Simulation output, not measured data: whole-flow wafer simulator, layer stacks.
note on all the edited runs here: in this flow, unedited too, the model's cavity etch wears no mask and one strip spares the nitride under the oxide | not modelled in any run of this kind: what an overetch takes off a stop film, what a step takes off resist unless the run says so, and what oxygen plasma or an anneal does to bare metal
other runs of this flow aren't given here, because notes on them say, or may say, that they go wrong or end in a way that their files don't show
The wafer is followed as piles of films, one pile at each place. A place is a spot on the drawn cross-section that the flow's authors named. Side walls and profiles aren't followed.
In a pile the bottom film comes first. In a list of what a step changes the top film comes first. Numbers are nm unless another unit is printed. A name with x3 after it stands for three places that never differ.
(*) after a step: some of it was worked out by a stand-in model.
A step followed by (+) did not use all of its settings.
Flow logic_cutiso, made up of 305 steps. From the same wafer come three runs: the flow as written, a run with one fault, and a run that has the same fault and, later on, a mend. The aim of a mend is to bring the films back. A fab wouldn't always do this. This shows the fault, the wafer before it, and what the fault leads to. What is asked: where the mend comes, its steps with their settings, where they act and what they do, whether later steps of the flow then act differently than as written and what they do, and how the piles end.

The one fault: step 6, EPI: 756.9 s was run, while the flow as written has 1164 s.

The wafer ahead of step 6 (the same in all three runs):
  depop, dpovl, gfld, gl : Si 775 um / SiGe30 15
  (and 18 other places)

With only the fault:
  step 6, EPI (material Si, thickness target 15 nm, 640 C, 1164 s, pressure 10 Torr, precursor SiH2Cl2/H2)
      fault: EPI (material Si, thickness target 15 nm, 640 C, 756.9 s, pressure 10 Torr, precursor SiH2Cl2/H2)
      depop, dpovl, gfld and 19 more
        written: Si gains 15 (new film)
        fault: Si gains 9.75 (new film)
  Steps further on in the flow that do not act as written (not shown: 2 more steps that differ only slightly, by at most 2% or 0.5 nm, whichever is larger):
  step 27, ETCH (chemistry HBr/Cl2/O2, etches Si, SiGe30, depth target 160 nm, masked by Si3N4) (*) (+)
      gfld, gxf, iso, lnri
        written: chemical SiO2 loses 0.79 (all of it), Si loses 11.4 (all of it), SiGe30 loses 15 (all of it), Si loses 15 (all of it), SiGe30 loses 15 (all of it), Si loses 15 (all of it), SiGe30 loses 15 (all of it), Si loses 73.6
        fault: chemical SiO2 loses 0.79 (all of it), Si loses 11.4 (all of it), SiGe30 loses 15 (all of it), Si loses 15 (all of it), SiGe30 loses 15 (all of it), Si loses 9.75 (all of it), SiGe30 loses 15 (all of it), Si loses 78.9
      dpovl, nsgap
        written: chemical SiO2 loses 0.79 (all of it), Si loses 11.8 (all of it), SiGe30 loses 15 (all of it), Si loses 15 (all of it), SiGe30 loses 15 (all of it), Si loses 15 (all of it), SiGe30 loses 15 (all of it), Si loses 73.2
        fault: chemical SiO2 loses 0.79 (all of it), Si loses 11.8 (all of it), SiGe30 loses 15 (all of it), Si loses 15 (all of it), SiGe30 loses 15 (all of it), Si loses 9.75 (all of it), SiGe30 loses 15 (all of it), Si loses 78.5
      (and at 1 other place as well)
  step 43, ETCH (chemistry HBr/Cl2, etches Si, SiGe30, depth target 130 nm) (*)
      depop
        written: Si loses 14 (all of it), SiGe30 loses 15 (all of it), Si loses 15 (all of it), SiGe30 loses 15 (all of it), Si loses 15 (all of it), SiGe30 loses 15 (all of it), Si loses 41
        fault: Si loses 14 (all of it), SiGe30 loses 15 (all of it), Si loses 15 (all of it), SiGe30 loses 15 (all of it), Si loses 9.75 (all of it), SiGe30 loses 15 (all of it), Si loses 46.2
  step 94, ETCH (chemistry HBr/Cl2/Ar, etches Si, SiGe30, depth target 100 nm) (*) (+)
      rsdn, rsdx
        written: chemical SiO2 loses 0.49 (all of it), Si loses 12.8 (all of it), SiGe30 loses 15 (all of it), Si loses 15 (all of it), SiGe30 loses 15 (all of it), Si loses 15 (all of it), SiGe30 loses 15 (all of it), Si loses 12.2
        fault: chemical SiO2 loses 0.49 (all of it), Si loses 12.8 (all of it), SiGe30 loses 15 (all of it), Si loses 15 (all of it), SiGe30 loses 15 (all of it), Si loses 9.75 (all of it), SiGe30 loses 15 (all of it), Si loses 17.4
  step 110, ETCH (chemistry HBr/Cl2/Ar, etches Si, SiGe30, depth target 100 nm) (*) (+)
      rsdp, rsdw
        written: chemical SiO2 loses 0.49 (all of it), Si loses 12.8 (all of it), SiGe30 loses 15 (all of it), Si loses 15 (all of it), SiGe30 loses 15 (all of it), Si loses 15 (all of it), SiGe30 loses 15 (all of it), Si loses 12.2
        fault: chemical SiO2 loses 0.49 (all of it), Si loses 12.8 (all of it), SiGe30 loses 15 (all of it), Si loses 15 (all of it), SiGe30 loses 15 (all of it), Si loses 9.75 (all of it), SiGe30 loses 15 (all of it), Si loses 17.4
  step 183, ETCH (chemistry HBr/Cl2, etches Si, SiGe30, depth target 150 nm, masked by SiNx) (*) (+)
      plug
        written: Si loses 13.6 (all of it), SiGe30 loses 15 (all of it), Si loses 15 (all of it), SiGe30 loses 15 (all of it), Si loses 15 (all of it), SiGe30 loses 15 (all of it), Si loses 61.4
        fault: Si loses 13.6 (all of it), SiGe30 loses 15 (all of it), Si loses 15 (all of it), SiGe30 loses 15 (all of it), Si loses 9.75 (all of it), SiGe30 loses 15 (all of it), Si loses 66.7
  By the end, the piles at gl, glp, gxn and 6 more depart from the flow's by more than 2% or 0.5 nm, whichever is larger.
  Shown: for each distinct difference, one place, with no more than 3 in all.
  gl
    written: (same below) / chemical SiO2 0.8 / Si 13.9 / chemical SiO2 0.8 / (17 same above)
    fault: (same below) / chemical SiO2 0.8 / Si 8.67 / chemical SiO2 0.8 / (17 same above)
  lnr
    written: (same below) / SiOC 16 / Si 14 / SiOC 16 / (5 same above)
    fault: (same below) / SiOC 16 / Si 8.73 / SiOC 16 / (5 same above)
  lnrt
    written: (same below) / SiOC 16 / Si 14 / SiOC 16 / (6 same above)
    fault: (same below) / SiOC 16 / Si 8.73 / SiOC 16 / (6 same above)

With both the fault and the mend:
  After step 6 comes the mend.
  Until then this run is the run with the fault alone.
  step 6a, EPI (material Si, thickness target 15 nm, 640 C, 407.5 s, pressure 10 Torr, precursor SiH2Cl2/H2) (the flow's step 6 again, with other settings)
      depop, dpovl, gfld and 19 more
        Si gains 5.25
  Later steps of the flow that are run all act as written at every place that is followed.
  At every place that both follow, the piles at the end match the flow's.
